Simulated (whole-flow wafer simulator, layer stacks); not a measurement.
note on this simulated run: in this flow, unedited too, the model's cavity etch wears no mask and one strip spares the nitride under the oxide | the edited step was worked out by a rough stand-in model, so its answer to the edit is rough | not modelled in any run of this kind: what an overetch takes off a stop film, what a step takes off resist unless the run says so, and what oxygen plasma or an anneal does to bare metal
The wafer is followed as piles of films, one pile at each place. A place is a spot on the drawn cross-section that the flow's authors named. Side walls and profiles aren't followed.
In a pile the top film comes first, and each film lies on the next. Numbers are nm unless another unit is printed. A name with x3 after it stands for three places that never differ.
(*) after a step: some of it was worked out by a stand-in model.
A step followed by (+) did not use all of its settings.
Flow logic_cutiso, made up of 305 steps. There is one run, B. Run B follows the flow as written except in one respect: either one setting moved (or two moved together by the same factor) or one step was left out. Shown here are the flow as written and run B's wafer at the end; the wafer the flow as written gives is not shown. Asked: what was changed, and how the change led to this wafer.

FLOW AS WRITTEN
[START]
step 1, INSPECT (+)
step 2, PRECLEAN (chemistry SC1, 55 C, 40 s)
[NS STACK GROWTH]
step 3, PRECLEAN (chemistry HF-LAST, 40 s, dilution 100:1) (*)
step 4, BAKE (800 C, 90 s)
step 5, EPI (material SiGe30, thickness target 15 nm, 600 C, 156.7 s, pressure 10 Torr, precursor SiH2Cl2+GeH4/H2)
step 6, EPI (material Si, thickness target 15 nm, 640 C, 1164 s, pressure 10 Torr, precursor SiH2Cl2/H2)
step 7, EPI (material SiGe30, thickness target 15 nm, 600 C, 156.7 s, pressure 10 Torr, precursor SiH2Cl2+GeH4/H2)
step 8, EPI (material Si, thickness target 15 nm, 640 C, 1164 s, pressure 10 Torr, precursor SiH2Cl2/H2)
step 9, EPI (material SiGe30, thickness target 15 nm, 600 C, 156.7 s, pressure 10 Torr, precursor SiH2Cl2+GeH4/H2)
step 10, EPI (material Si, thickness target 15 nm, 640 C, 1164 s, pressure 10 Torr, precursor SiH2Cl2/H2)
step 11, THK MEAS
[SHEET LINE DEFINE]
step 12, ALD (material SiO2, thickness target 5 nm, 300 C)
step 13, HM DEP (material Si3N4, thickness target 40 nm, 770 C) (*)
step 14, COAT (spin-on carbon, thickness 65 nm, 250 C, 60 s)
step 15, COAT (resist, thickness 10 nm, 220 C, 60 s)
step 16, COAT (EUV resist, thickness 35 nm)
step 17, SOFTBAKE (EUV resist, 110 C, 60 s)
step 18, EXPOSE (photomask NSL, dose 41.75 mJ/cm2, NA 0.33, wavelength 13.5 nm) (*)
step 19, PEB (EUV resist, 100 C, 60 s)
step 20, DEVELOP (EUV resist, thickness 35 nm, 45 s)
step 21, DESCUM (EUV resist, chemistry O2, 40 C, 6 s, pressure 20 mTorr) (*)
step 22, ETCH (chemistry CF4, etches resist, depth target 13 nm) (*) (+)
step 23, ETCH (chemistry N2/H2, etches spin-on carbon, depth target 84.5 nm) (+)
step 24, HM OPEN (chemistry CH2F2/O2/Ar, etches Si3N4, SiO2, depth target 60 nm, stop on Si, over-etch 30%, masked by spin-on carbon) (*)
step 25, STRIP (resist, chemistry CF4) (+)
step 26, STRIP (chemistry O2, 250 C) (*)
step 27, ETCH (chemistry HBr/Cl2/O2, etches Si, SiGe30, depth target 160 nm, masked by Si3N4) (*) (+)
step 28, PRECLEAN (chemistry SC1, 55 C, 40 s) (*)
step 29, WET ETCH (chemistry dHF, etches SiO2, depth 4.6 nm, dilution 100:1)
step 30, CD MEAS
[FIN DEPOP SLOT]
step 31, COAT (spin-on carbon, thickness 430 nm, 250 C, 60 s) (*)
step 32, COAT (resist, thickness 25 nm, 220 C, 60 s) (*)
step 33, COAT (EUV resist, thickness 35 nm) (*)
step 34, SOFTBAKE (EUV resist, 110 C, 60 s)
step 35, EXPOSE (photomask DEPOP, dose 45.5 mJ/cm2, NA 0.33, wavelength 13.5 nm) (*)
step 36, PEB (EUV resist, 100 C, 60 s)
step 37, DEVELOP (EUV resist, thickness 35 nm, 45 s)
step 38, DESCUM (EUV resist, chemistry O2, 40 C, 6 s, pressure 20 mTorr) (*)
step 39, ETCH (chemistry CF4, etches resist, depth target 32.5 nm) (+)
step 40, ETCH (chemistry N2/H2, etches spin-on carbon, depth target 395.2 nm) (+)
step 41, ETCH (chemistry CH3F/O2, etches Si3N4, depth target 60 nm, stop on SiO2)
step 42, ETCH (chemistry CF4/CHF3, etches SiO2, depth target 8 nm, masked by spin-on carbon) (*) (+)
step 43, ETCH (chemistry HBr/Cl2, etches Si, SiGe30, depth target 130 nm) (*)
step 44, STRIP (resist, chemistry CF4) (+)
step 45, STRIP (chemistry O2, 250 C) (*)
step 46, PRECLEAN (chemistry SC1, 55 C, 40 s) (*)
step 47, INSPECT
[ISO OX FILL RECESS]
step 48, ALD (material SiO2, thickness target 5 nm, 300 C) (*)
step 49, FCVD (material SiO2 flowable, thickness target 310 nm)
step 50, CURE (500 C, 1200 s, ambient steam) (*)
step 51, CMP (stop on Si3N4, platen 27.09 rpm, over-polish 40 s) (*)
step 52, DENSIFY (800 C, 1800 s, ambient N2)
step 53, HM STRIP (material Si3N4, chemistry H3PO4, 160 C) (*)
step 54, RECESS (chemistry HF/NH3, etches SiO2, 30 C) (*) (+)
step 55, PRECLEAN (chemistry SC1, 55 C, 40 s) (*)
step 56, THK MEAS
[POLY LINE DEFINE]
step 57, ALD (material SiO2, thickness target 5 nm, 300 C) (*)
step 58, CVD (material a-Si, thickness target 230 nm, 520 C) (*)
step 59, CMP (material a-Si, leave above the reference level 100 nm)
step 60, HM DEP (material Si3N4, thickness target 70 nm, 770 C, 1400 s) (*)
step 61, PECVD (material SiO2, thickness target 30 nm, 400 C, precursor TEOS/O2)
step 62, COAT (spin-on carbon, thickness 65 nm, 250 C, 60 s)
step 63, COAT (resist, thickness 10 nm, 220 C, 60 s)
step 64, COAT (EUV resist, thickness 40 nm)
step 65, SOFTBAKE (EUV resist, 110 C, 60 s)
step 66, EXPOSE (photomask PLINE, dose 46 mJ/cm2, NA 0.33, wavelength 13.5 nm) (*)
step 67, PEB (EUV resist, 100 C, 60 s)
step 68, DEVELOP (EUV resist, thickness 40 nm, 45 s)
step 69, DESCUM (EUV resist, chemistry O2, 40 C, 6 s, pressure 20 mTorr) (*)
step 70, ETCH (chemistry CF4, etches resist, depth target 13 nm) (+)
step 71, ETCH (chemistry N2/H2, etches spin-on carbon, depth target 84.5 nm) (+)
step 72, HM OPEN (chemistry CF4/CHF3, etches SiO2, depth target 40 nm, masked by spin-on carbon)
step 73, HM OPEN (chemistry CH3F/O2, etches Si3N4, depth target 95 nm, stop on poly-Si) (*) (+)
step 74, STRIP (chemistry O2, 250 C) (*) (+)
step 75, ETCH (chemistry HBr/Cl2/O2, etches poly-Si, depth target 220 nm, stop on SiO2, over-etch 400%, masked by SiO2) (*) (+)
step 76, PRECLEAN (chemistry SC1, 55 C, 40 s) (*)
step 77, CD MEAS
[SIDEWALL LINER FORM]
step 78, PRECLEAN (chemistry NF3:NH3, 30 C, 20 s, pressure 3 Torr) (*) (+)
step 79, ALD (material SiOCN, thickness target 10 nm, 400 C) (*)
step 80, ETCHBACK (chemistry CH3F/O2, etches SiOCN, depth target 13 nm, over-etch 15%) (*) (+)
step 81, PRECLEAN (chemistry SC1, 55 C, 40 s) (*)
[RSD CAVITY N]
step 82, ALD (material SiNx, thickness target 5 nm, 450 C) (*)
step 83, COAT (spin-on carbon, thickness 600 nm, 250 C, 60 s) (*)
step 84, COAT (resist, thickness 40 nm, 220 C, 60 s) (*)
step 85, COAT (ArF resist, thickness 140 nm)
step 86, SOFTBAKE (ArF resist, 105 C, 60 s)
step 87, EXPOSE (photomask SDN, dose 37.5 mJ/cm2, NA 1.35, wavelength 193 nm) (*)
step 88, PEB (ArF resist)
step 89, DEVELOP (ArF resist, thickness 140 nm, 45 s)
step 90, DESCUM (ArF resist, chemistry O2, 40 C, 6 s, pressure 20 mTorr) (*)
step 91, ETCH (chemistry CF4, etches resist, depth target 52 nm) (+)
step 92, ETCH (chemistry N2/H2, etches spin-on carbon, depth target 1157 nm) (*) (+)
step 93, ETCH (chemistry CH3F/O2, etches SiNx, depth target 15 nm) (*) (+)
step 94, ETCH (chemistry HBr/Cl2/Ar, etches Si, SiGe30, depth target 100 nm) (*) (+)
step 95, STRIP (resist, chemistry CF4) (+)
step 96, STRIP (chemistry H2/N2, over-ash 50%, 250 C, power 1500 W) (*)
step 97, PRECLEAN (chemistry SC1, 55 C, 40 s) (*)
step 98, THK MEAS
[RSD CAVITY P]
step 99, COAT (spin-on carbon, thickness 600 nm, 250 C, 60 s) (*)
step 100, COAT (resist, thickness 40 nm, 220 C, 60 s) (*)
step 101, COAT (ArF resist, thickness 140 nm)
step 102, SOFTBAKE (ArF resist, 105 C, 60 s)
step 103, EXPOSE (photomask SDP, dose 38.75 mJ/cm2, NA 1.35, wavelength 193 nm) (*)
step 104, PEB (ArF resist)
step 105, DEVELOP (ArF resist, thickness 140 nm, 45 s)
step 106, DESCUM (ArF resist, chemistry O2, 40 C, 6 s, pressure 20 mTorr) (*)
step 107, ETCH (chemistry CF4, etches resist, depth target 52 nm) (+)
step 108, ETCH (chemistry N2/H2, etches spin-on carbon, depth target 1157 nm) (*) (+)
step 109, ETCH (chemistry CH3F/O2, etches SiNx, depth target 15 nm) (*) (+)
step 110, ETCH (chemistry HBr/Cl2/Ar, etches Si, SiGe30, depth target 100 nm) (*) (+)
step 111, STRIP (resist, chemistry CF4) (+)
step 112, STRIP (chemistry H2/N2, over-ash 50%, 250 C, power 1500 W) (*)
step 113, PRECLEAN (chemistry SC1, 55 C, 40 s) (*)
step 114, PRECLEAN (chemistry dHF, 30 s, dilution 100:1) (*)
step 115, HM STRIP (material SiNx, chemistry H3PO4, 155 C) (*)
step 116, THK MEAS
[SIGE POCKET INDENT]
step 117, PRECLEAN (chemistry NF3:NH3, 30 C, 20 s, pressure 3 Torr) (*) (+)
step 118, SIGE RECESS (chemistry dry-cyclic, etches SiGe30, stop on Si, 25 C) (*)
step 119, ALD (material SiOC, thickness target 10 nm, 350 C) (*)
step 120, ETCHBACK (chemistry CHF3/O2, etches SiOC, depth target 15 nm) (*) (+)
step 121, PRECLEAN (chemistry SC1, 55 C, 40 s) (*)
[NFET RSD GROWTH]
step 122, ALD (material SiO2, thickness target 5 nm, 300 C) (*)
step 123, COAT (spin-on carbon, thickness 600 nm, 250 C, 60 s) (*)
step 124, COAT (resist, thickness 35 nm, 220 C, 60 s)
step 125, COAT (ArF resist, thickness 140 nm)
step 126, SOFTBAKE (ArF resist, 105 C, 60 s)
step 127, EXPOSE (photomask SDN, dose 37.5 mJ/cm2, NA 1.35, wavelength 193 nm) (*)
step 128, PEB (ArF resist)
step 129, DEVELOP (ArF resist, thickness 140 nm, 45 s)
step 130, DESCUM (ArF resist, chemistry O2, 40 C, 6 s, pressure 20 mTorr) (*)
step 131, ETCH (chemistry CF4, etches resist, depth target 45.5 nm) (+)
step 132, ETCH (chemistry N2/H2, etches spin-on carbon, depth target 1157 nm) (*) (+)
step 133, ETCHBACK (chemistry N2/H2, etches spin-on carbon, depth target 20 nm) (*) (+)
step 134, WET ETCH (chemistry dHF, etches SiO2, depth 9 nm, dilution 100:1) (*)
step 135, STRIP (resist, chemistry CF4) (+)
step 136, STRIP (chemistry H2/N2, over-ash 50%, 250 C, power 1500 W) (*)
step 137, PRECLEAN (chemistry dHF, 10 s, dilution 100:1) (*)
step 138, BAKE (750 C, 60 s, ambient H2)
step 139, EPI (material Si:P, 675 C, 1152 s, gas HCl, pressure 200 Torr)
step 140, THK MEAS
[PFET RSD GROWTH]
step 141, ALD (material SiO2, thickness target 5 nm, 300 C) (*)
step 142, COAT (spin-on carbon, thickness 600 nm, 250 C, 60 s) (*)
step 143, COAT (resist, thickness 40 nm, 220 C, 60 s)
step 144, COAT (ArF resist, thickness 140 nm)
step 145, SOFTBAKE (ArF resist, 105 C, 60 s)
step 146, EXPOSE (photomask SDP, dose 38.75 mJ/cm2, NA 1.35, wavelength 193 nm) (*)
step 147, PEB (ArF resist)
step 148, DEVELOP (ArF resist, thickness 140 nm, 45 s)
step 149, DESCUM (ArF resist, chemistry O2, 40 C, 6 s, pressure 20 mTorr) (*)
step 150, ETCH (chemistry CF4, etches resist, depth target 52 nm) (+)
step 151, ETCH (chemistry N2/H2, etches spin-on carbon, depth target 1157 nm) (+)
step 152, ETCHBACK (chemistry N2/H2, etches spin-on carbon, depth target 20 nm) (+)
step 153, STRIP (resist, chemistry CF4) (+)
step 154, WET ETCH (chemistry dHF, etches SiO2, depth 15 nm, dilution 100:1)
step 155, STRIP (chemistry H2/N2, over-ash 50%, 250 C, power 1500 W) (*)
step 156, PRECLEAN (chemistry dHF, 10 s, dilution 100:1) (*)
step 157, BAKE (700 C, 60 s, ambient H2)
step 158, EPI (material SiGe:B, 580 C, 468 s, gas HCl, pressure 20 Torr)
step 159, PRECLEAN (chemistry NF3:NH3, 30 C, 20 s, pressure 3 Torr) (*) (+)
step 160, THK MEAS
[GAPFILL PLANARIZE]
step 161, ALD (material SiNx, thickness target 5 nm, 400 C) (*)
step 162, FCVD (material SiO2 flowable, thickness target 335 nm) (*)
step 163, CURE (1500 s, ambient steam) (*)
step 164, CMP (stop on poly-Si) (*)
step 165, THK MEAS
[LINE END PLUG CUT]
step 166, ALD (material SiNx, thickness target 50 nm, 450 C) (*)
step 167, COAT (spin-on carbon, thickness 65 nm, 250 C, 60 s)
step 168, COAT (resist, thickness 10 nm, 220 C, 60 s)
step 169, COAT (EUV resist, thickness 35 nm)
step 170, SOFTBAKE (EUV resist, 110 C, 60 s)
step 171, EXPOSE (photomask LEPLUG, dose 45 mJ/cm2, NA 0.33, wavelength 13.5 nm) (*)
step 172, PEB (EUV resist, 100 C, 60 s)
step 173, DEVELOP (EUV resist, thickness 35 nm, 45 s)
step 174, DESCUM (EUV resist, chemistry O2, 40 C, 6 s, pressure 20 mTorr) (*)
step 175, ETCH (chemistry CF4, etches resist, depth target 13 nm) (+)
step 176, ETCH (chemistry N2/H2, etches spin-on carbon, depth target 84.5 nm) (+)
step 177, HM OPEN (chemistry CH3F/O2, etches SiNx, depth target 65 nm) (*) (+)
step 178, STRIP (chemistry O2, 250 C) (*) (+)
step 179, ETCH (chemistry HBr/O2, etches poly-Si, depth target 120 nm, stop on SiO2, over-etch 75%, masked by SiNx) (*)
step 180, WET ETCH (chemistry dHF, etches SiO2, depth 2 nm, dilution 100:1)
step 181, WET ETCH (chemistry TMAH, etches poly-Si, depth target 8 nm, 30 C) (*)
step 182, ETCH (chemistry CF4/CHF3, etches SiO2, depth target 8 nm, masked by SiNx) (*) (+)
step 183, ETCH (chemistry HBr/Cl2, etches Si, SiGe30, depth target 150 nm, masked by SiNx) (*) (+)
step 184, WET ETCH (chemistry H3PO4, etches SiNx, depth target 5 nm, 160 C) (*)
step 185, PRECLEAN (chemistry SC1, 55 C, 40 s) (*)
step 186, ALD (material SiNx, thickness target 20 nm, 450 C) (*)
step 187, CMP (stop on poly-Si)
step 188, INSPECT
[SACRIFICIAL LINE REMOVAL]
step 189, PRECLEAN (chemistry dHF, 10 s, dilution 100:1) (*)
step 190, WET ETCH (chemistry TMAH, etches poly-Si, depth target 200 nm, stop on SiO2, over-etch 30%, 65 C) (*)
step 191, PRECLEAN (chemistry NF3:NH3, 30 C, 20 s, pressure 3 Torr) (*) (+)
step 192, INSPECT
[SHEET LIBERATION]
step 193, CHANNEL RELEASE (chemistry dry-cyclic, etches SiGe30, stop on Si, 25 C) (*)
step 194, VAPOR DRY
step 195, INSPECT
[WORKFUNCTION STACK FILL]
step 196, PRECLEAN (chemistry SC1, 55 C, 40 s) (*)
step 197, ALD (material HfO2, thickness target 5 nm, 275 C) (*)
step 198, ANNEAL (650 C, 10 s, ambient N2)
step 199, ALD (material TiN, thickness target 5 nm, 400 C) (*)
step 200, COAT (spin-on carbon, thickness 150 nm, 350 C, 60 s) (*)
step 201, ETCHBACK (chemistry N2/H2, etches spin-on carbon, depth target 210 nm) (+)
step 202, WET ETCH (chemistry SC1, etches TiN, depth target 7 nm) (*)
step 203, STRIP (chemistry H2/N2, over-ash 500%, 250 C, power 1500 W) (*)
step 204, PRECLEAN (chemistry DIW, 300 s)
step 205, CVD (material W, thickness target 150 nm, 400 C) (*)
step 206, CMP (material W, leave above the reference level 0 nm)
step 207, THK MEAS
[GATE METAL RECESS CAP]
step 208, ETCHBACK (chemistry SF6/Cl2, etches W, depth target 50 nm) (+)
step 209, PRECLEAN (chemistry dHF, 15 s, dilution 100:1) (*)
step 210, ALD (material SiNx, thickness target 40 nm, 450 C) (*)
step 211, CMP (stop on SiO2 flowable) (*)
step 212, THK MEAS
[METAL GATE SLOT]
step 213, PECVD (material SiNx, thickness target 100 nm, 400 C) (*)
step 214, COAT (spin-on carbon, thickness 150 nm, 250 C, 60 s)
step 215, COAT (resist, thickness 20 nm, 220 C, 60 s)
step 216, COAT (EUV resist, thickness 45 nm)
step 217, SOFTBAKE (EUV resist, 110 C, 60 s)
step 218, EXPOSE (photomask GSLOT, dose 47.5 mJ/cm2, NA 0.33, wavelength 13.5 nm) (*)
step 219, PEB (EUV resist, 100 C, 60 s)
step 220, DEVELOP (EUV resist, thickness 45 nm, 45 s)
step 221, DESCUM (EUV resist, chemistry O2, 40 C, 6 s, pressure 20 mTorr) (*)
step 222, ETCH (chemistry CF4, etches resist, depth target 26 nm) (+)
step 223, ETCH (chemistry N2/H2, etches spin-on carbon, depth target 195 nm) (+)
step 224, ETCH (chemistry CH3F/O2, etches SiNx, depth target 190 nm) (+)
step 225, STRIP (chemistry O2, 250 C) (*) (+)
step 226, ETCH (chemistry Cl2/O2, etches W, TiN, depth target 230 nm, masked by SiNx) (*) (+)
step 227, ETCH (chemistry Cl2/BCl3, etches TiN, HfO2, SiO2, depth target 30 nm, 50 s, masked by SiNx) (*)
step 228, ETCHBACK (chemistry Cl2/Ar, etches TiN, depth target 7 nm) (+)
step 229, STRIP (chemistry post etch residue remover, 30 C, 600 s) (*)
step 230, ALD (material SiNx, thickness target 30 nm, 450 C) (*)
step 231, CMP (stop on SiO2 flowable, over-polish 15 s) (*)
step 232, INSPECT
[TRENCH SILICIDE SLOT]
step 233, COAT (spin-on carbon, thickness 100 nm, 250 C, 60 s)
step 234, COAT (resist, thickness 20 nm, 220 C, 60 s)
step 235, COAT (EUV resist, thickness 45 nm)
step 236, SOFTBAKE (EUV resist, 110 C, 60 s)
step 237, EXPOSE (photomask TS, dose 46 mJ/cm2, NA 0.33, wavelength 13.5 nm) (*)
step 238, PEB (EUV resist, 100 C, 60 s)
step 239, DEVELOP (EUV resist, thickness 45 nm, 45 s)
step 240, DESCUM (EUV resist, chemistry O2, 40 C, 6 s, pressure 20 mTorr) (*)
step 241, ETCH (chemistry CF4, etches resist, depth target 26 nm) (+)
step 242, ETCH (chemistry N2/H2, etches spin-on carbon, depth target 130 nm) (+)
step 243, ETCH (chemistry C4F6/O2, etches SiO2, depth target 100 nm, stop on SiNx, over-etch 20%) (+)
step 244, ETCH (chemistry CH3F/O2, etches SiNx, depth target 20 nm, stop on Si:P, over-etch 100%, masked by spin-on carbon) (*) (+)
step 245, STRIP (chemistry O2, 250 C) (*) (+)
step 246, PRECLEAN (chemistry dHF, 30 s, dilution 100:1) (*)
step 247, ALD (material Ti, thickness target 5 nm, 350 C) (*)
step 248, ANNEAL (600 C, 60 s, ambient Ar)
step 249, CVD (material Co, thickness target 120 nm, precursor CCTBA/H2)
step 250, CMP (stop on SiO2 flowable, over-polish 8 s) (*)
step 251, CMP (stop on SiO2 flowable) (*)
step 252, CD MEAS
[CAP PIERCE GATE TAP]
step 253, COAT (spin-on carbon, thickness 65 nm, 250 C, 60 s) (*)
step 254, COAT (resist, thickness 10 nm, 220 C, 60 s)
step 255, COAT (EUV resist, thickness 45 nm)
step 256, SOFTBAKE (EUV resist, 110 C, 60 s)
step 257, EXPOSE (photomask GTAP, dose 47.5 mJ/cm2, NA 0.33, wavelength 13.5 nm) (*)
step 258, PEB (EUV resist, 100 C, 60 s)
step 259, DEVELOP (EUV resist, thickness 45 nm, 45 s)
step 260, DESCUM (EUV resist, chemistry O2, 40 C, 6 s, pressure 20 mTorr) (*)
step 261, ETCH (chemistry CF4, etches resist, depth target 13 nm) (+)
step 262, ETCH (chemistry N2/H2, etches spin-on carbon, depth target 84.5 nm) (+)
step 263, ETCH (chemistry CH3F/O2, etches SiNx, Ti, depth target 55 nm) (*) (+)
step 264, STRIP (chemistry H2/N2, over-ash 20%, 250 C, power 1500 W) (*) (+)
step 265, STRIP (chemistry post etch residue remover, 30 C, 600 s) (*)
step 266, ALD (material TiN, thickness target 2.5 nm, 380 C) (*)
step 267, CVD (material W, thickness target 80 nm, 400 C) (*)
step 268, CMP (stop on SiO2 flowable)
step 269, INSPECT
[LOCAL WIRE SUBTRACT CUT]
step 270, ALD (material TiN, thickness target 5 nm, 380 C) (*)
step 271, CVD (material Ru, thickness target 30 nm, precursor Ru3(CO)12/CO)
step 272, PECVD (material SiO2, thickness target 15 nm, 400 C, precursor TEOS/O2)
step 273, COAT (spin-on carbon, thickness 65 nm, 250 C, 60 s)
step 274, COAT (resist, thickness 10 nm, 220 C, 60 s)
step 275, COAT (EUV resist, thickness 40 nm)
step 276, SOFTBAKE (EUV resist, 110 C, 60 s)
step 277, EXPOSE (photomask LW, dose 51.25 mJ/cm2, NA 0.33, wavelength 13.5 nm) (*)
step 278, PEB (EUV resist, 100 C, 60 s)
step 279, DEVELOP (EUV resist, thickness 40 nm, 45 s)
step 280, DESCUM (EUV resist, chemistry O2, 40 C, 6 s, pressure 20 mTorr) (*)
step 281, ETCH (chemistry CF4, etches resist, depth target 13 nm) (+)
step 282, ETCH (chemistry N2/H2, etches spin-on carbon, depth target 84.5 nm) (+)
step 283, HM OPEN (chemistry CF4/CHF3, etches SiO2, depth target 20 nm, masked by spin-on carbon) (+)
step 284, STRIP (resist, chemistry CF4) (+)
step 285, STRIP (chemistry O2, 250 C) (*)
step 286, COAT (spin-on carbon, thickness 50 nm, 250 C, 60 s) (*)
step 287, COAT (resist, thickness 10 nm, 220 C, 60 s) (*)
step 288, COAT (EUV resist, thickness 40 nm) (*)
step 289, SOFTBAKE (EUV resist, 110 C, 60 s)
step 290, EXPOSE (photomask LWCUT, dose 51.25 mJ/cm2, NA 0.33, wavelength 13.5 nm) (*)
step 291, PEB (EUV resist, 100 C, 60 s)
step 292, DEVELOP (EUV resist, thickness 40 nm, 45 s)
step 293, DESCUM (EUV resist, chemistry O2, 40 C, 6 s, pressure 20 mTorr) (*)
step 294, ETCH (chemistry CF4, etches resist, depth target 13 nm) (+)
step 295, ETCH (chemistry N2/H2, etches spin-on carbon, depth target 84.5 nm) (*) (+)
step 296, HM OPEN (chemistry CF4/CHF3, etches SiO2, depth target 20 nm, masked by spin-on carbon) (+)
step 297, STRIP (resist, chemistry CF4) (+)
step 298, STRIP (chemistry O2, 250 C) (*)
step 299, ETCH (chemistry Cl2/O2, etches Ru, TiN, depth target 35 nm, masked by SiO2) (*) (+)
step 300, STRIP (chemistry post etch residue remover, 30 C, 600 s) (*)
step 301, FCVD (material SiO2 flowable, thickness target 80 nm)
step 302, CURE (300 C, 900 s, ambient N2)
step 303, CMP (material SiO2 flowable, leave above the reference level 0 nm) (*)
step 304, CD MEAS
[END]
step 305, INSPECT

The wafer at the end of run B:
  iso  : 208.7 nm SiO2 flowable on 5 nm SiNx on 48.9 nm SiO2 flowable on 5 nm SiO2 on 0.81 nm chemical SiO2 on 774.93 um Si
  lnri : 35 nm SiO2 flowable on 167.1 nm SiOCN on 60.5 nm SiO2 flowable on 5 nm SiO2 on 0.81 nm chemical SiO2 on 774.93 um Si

What caused this: step 119, ALD: thickness target 7 nm was run, whereas the flow has thickness target 10 nm.

Step by step, how the change led to this:
  step 119, ALD (material SiOC, thickness target 10 nm, 350 C) (*)
      depop, dpovl, gfld and 14 more: +7 SiOC (new film) (in the flow as written it would be: +10 SiOC (new film))
      lnr, lnrp, lnrt: +7 SiOC (new film), +16 SiOC (new film), -16 cavity (all of it), +16 SiOC (new film), -16 cavity (all of it), +16 SiOC (new film), -16 cavity (all of it) (in the flow as written it would be: +10 SiOC (new film), +16 SiOC (new film), -16 cavity (all of it), +16 SiOC (new film), -16 cavity (all of it), +16 SiOC (new film), -16 cavity (all of it))
      (and at 2 other places as well)
  step 120, ETCHBACK (chemistry CHF3/O2, etches SiOC, depth target 15 nm) (*) (+)
      gxn: -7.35 SiOC (all of it), -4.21 SiO2 (all of it), -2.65 Si3N4 (in the flow as written it would be: -11 SiOC (all of it), -4.21 SiO2 (all of it))
      gxp: -7.32 SiOC (all of it), -4.25 SiO2 (all of it), -2.64 Si3N4 (in the flow as written it would be: -11 SiOC (all of it), -4.25 SiO2 (all of it))
      (and at 20 other places as well)
  step 141, ALD (material SiO2, thickness target 5 nm, 300 C) (*)
      gxn: +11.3 SiO2 (new film) (in the flow as written it would be: +10.1 SiO2 (new film))
      gxp: +5.63 SiO2 (in the flow as written it would be: +5 SiO2)
  step 153, STRIP (resist, chemistry CF4) (+)
      gxp: -3.92 SiO2 (all of it) (in the flow as written it would be: -3.06 SiO2 (all of it))
  step 164, CMP (stop on poly-Si) (*)
      depop, dpovl, isow, ns, nsgap: -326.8 SiO2 flowable (all of it), -5 SiNx (all of it), -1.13 SiO2 (all of it), -70 Si3N4 (all of it) (in the flow as written it would be: -326.8 SiO2 flowable (all of it), -5 SiNx (all of it), -4.13 SiO2 (all of it), -70 Si3N4 (all of it))
      gfld, gxf: -253.6 SiO2 flowable (all of it), -5 SiNx (all of it), -1.13 SiO2 (all of it), -70 Si3N4 (all of it) (in the flow as written it would be: -251.9 SiO2 flowable (all of it), -5 SiNx (all of it), -4.13 SiO2 (all of it), -70 Si3N4 (all of it))
      (and at 8 other places as well)
